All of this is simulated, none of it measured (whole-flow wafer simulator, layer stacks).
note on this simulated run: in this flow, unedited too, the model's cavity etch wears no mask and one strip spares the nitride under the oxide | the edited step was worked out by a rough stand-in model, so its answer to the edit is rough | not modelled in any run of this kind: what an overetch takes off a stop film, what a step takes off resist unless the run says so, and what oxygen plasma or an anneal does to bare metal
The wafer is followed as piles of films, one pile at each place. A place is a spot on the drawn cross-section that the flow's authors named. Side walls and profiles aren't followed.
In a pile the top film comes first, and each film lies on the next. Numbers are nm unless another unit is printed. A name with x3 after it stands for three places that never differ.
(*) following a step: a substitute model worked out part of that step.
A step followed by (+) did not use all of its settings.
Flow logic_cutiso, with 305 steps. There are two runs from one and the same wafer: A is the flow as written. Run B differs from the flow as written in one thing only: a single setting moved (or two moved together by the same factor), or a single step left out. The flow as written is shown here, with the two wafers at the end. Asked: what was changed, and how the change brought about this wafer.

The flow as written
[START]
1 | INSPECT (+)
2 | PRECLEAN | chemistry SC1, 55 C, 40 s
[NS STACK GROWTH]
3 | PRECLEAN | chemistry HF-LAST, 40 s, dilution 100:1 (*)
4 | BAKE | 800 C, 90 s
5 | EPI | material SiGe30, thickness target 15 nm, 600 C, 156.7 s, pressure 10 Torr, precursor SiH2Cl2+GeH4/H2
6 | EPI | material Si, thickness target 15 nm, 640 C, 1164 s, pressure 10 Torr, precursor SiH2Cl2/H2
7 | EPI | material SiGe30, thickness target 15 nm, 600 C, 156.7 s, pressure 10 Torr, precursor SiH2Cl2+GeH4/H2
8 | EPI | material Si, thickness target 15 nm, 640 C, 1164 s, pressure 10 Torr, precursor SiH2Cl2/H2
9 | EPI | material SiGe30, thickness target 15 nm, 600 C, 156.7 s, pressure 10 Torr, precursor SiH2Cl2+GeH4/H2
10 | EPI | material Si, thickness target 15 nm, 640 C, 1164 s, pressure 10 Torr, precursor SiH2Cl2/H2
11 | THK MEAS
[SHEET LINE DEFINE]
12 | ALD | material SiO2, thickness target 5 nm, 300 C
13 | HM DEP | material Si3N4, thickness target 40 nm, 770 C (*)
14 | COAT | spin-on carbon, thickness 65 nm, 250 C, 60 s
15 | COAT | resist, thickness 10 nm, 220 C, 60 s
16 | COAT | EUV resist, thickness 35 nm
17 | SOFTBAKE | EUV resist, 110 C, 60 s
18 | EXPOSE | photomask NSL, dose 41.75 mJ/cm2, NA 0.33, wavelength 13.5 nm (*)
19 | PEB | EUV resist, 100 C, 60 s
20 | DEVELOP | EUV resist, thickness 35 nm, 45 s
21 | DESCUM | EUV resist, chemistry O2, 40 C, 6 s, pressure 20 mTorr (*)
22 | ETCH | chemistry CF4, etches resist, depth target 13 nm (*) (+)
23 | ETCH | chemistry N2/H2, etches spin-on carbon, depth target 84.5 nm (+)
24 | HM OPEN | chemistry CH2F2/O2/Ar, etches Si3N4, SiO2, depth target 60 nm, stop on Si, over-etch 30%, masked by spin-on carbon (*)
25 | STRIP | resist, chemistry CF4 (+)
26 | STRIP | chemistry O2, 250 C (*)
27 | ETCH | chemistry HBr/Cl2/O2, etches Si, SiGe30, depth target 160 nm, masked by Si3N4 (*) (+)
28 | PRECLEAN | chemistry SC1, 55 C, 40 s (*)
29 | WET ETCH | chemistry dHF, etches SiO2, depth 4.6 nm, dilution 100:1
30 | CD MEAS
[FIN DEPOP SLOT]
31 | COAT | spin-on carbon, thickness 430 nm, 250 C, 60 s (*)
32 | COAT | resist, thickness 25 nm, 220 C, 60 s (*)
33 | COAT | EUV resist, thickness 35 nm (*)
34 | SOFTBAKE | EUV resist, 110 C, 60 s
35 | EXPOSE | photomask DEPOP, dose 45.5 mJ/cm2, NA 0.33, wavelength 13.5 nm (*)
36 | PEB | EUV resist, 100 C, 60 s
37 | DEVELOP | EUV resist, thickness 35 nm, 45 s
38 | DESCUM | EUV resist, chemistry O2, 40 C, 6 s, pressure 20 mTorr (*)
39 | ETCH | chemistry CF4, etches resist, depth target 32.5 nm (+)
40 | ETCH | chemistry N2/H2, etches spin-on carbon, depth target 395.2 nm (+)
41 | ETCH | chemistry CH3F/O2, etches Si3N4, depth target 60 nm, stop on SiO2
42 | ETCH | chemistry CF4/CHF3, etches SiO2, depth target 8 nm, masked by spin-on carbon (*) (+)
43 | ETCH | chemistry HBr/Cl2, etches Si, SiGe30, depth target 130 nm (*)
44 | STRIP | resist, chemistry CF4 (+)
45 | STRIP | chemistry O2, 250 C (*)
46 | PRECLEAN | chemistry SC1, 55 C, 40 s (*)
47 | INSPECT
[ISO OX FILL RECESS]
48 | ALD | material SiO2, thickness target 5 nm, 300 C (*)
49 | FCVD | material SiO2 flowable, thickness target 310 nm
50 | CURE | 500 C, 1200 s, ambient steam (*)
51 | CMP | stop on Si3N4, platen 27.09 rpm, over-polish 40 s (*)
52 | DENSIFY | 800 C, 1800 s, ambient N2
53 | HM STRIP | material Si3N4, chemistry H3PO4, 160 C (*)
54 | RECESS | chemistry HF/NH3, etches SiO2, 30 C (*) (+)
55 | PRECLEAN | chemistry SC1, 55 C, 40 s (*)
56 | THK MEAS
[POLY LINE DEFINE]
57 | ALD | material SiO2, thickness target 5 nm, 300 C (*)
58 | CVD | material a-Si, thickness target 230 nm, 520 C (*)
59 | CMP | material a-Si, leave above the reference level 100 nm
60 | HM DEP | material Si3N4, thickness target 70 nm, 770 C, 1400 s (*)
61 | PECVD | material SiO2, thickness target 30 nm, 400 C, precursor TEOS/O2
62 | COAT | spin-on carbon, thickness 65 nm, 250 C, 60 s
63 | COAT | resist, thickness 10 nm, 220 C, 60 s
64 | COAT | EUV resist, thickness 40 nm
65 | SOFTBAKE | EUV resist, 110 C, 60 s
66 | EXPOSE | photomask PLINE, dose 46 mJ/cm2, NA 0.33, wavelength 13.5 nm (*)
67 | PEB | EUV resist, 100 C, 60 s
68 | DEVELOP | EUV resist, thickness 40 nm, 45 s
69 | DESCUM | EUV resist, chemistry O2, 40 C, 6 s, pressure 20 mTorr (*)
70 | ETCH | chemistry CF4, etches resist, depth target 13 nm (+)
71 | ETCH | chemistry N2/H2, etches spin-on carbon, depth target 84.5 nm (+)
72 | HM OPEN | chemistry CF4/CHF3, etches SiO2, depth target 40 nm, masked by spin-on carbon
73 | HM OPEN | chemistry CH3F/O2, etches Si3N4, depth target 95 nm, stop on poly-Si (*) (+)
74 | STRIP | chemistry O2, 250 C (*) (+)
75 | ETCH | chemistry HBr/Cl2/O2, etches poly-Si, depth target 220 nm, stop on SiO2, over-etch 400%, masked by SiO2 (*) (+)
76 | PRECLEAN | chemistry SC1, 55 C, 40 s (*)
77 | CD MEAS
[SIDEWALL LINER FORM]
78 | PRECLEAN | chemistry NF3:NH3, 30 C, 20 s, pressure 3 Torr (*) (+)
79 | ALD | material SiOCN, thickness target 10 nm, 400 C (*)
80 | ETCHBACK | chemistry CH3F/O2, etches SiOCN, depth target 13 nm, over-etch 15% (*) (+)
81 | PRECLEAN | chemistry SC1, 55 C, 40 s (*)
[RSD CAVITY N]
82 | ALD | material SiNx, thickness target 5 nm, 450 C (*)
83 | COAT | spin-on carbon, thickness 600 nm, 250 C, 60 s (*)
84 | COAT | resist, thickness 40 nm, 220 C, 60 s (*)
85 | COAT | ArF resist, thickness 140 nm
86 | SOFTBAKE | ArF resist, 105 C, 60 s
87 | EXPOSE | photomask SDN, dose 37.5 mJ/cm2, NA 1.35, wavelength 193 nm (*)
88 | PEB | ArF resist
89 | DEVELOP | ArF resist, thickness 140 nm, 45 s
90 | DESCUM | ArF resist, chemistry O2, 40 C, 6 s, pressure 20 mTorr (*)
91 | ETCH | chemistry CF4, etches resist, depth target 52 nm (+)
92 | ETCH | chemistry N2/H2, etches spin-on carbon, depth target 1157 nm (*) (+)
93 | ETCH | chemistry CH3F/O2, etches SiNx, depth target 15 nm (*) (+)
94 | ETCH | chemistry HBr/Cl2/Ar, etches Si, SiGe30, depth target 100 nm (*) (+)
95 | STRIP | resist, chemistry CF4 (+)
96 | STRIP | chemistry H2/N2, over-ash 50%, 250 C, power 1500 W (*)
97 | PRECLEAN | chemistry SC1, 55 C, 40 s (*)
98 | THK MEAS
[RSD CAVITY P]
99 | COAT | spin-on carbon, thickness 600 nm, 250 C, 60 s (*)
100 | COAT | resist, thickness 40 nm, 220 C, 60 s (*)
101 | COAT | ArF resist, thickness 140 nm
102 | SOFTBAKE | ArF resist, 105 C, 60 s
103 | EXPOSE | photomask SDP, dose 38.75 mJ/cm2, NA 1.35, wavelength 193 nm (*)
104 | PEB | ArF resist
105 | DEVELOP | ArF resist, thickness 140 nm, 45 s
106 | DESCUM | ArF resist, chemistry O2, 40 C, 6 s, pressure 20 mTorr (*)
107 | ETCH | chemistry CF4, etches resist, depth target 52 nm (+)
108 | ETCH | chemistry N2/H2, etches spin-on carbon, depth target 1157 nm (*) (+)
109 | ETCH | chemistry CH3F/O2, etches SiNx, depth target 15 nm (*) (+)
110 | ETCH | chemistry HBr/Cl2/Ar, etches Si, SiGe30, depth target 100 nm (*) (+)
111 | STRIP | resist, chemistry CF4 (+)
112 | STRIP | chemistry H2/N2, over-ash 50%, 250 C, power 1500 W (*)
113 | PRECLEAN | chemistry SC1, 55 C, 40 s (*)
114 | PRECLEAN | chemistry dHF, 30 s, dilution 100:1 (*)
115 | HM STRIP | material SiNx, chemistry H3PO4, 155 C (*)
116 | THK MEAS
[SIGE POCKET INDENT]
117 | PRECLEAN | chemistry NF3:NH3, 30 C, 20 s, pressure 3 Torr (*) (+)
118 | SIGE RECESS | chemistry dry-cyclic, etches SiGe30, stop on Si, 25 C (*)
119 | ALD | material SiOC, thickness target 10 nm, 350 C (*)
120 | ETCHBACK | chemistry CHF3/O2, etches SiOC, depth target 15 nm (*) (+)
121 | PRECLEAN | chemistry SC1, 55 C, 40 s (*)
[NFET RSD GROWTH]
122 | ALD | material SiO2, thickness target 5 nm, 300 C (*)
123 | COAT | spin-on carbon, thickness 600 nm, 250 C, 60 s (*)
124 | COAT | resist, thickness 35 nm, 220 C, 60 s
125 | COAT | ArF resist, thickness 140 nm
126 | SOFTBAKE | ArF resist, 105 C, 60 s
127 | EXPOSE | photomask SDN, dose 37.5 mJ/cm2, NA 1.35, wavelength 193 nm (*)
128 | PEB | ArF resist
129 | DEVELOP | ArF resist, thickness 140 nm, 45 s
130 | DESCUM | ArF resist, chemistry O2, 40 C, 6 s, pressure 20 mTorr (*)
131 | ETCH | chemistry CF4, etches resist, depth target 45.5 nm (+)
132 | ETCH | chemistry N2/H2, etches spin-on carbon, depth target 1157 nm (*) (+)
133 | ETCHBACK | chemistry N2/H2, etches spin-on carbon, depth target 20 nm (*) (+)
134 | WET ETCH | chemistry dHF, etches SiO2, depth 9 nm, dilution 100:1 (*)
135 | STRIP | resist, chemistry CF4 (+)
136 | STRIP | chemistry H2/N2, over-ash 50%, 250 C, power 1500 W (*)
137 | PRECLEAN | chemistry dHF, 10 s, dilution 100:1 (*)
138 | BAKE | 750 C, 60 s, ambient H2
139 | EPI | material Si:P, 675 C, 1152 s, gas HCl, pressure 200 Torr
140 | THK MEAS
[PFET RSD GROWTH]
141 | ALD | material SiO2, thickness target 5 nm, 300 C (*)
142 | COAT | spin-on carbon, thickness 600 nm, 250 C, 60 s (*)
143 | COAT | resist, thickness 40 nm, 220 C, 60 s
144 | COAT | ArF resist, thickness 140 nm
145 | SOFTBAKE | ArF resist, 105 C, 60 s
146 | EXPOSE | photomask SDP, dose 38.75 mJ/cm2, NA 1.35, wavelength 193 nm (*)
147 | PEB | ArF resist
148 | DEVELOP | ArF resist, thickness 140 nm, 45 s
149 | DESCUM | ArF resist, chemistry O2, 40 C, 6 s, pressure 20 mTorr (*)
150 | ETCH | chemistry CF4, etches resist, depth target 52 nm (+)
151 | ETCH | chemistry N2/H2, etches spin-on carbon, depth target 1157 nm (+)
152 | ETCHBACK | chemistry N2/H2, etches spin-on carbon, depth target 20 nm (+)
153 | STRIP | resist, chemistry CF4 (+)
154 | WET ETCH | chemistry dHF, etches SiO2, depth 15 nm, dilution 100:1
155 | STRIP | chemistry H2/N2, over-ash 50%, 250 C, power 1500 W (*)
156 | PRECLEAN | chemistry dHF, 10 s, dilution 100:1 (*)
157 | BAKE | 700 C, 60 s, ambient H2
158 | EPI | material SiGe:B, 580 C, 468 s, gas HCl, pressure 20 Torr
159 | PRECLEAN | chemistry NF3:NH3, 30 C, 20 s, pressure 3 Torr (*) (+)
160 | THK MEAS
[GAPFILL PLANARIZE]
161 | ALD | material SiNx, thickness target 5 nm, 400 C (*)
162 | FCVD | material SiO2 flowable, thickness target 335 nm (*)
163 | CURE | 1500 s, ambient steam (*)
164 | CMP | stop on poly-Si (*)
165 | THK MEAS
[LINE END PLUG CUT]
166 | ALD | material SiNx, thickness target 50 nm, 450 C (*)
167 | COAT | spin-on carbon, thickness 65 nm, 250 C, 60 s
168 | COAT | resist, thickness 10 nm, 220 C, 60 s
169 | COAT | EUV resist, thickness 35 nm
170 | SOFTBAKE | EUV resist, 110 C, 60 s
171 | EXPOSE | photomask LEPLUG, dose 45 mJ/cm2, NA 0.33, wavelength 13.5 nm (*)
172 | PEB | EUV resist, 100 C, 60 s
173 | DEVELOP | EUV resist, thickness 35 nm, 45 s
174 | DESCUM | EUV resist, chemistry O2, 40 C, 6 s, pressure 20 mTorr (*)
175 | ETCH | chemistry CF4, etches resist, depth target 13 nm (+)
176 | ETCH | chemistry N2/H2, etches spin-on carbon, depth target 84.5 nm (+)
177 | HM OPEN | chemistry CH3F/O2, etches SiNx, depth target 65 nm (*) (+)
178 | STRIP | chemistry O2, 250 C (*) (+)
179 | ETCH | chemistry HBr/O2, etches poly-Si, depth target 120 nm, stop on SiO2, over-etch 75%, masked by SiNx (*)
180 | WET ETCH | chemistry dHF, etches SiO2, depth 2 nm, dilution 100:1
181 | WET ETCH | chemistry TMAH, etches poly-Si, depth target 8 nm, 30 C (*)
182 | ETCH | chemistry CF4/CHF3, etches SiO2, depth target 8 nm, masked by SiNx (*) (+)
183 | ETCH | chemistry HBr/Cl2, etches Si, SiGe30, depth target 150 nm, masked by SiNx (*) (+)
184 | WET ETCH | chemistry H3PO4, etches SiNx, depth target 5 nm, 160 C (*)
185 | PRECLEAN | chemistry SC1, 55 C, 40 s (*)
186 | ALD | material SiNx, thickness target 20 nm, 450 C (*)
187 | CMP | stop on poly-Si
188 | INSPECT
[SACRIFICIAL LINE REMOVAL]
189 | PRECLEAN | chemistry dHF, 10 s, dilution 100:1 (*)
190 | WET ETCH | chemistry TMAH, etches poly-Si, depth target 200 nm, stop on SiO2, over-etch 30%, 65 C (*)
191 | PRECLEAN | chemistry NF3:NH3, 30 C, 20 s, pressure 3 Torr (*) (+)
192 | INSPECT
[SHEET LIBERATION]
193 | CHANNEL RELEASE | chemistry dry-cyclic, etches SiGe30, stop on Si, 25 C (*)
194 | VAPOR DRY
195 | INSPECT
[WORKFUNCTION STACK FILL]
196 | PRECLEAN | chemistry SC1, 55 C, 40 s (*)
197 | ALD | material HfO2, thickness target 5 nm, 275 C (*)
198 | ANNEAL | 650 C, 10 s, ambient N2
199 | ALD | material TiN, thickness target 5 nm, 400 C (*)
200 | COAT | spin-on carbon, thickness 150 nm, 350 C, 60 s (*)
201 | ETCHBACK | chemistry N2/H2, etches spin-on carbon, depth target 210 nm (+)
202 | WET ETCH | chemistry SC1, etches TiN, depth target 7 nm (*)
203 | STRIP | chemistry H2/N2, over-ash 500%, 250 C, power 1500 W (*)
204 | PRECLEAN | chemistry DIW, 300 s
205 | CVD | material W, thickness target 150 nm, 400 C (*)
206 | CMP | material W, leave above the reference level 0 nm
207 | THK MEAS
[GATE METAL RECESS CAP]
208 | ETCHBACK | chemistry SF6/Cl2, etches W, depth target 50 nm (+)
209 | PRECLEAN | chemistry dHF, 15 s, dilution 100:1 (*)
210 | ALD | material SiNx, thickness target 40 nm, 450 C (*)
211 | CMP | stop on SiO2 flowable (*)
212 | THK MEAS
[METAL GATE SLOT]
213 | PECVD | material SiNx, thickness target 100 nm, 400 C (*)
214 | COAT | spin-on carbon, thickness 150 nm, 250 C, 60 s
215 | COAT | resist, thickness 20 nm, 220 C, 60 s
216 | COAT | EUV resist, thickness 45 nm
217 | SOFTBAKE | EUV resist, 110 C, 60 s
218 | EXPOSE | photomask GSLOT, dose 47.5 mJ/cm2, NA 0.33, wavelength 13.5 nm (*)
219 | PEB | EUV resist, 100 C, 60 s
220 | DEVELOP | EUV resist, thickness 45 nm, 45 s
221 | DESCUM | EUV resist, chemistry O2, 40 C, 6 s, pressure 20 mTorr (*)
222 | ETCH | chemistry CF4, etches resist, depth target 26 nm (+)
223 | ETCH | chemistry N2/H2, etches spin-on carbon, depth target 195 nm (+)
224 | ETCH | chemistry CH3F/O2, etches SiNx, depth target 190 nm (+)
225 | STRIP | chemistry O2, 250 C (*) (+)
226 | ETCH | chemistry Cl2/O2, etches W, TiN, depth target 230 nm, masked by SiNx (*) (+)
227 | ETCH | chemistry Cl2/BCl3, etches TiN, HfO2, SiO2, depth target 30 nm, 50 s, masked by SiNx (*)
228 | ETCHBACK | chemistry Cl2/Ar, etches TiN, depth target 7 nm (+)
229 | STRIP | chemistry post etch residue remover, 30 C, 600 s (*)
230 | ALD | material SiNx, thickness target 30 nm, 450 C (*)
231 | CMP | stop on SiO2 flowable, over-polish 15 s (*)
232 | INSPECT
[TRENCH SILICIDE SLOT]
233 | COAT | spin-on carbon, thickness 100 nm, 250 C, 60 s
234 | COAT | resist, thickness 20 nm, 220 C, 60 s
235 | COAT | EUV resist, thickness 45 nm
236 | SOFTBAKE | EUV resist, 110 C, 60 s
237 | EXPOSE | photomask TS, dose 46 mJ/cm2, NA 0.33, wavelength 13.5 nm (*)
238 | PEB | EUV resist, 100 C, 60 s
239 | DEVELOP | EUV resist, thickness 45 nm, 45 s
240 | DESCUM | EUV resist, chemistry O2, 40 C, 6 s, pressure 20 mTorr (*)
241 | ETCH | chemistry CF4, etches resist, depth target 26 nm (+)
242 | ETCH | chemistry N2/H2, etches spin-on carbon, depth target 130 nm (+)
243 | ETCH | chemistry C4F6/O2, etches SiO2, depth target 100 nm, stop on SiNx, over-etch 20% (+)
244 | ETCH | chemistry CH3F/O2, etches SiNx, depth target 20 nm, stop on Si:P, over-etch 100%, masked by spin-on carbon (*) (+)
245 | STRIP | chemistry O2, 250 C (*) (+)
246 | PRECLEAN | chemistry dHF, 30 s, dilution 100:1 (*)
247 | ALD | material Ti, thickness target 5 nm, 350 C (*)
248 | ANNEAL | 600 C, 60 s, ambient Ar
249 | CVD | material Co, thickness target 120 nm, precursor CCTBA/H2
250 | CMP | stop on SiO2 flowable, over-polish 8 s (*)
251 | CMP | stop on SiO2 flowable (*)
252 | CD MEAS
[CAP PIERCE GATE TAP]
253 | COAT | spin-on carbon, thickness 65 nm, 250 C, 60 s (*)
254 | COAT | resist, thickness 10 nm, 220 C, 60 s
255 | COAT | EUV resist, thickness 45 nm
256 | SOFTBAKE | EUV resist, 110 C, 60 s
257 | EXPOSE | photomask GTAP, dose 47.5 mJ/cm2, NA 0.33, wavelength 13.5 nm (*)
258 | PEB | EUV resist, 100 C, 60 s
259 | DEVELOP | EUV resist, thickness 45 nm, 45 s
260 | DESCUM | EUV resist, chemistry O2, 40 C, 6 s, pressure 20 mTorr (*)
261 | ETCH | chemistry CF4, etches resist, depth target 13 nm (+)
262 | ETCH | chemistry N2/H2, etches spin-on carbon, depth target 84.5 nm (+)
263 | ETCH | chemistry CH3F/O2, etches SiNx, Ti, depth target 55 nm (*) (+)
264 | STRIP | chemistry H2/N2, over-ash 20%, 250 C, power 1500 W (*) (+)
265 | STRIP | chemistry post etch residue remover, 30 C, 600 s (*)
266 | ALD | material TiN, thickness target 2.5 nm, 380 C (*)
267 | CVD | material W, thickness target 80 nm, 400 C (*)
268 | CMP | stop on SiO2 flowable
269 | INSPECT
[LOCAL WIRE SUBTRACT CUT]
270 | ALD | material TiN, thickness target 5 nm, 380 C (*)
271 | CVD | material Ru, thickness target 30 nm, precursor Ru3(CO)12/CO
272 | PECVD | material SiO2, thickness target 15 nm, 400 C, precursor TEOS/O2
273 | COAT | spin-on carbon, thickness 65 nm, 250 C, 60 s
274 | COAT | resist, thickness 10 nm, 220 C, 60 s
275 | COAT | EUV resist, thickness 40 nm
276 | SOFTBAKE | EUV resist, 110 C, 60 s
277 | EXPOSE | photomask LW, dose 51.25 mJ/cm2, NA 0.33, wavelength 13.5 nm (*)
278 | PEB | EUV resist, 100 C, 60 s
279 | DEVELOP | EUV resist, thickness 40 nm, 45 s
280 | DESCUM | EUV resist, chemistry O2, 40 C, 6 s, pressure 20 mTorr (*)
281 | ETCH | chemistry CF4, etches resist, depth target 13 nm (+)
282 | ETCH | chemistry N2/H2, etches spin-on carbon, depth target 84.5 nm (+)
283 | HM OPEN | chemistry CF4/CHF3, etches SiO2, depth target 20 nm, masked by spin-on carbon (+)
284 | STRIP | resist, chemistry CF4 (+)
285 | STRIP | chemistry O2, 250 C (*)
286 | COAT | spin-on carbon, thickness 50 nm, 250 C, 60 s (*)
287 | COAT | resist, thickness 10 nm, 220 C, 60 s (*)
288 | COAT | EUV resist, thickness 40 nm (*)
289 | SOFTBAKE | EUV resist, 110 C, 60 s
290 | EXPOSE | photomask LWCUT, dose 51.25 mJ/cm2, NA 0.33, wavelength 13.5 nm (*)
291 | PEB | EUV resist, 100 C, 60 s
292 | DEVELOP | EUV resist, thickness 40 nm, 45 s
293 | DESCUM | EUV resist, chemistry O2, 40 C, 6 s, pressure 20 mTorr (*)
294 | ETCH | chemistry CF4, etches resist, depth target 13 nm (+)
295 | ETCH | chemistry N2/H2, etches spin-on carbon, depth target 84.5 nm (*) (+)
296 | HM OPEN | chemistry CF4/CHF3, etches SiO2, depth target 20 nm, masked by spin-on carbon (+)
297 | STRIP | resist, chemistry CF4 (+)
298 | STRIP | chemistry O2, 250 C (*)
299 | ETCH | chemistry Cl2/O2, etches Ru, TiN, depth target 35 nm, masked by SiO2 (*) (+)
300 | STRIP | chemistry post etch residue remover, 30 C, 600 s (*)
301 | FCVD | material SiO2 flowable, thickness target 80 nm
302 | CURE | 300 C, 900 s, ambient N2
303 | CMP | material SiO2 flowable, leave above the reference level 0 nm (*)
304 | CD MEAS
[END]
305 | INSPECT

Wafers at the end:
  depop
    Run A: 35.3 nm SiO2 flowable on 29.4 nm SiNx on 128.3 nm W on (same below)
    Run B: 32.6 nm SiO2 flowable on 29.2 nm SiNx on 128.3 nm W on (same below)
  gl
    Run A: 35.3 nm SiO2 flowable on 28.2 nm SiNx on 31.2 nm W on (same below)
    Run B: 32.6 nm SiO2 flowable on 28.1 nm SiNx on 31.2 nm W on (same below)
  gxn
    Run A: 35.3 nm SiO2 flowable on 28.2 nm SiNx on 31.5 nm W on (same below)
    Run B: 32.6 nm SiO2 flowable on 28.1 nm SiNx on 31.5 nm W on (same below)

The reason: step 270, ALD: thickness target 2.2 nm was run, while the flow as written has thickness target 5 nm.

The path from the change to this, step by step:
  270 | ALD | material TiN, thickness target 5 nm, 380 C (*)
      depop, dpovl, gfld and 19 more: A TiN gains 5 (new film) | B TiN gains 2.2 (new film)
  299 | ETCH | chemistry Cl2/O2, etches Ru, TiN, depth target 35 nm, masked by SiO2 (*) (+)
      depop, dpovl, gfld and 9 more: A Ru loses 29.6 (all of it), TiN loses 5 (all of it) | B Ru loses 29.6 (all of it), TiN loses 2.2 (all of it), SiNx loses 0.21
      iso, rsdx: A Ru loses 29.6 (all of it), TiN loses 5 (all of it) | B Ru loses 29.6 (all of it), TiN loses 2.2 (all of it), SiO2 flowable loses 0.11
      (as well as at 4 more places)
  301 | FCVD | material SiO2 flowable, thickness target 80 nm
      lnrt, rsdn, rsdp, tap: A SiO2 flowable gains 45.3 (new film) | B SiO2 flowable gains 47.2 (new film)
  303 | CMP | material SiO2 flowable, leave above the reference level 0 nm (*)
      gfld, gl, glp and 10 more: A SiO2 flowable loses 59.2 | B SiO2 flowable loses 61.1
      depop, dpovl, isow, ns, nsgap: A SiO2 flowable loses 44.7 | B SiO2 flowable loses 47.3
      (as well as at 4 more places)
